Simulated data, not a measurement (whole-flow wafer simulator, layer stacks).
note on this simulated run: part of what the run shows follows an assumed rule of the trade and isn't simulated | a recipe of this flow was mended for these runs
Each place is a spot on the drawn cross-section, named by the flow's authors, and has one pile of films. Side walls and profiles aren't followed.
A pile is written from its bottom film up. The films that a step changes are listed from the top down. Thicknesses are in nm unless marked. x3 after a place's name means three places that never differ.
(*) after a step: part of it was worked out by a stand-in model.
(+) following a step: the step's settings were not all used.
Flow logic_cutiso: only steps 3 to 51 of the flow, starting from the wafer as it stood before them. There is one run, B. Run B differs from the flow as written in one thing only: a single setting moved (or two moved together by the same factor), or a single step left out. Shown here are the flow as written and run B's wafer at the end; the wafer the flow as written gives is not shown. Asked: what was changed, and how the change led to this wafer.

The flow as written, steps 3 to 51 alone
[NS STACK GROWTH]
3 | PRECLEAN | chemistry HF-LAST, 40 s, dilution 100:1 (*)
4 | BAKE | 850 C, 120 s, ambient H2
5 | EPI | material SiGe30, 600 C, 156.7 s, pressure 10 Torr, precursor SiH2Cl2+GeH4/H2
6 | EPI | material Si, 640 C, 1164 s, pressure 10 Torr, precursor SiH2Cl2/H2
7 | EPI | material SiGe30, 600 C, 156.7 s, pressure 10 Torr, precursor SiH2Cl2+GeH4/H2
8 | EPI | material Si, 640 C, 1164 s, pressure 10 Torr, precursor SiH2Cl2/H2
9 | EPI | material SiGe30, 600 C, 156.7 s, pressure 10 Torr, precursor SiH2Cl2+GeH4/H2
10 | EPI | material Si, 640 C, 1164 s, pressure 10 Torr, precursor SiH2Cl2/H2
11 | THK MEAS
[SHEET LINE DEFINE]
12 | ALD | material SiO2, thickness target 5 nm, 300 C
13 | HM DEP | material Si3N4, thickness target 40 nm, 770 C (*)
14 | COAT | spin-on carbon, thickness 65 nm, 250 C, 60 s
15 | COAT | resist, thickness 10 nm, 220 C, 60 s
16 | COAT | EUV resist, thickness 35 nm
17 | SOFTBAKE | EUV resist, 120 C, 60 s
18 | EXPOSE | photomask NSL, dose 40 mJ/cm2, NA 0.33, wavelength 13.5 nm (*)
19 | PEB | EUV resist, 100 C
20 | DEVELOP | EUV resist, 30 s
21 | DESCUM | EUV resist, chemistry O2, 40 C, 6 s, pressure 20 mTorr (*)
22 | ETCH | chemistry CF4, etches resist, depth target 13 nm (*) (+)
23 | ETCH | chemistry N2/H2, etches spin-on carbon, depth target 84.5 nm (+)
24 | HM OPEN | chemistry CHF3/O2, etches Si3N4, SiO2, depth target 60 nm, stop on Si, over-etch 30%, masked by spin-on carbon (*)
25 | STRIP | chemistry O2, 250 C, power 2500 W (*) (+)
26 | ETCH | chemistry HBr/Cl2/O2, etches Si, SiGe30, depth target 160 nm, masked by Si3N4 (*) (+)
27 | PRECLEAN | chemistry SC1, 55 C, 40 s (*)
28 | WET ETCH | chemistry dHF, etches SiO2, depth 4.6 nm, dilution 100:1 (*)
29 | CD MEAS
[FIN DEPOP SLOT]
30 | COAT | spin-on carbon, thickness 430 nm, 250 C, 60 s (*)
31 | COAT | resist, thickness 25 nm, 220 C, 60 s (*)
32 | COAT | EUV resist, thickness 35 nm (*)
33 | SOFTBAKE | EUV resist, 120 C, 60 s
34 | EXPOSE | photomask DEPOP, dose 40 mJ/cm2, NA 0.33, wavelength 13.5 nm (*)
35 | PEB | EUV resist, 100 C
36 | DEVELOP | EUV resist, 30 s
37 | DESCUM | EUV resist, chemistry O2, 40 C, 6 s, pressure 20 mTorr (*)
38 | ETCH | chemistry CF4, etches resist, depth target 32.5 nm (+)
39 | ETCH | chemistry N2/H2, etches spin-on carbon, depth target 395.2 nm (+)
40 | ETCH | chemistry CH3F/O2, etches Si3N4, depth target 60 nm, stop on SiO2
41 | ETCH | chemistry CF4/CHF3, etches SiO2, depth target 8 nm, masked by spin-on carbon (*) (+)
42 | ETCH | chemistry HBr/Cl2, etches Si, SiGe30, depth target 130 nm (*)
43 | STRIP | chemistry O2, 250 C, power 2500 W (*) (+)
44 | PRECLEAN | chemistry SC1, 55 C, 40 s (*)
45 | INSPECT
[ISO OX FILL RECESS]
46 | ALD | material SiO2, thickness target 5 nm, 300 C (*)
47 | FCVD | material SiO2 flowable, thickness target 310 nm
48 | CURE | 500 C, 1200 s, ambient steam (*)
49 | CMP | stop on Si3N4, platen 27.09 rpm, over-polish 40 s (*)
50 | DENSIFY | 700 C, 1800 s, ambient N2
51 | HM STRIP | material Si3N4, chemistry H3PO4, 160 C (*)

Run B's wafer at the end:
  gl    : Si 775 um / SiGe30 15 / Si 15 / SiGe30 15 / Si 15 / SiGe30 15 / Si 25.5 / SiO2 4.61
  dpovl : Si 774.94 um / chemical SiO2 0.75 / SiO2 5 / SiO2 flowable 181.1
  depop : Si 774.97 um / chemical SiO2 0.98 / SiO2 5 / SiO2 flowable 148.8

What caused this: step 10, EPI: 652 C was run, though the flow has 640 C.

Step by step, how the change led to this:
  10 | EPI | material Si, 640 C, 1164 s, pressure 10 Torr, precursor SiH2Cl2/H2
      depop, dpovl, gfld and 19 more: +25.5 Si (new film) (in the flow as written it would be: +15 Si (new film))
  26 | ETCH | chemistry HBr/Cl2/O2, etches Si, SiGe30, depth target 160 nm, masked by Si3N4 (*) (+)
      dpovl, gfld, gxf, iso, isow, lnri, nsgap: -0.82 chemical SiO2 (all of it), -22.4 Si (all of it), -15 SiGe30 (all of it), -15 Si (all of it), -15 SiGe30 (all of it), -15 Si (all of it), -15 SiGe30 (all of it), -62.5 Si (in the flow as written it would be: -0.82 chemical SiO2 (all of it), -12 Si (all of it), -15 SiGe30 (all of it), -15 Si (all of it), -15 SiGe30 (all of it), -15 Si (all of it), -15 SiGe30 (all of it), -73 Si)
  42 | ETCH | chemistry HBr/Cl2, etches Si, SiGe30, depth target 130 nm (*)
      depop: -24.2 Si (all of it), -15 SiGe30 (all of it), -15 Si (all of it), -15 SiGe30 (all of it), -15 Si (all of it), -15 SiGe30 (all of it), -30.7 Si (in the flow as written it would be: -13.8 Si (all of it), -15 SiGe30 (all of it), -15 Si (all of it), -15 SiGe30 (all of it), -15 Si (all of it), -15 SiGe30 (all of it), -41.2 Si)
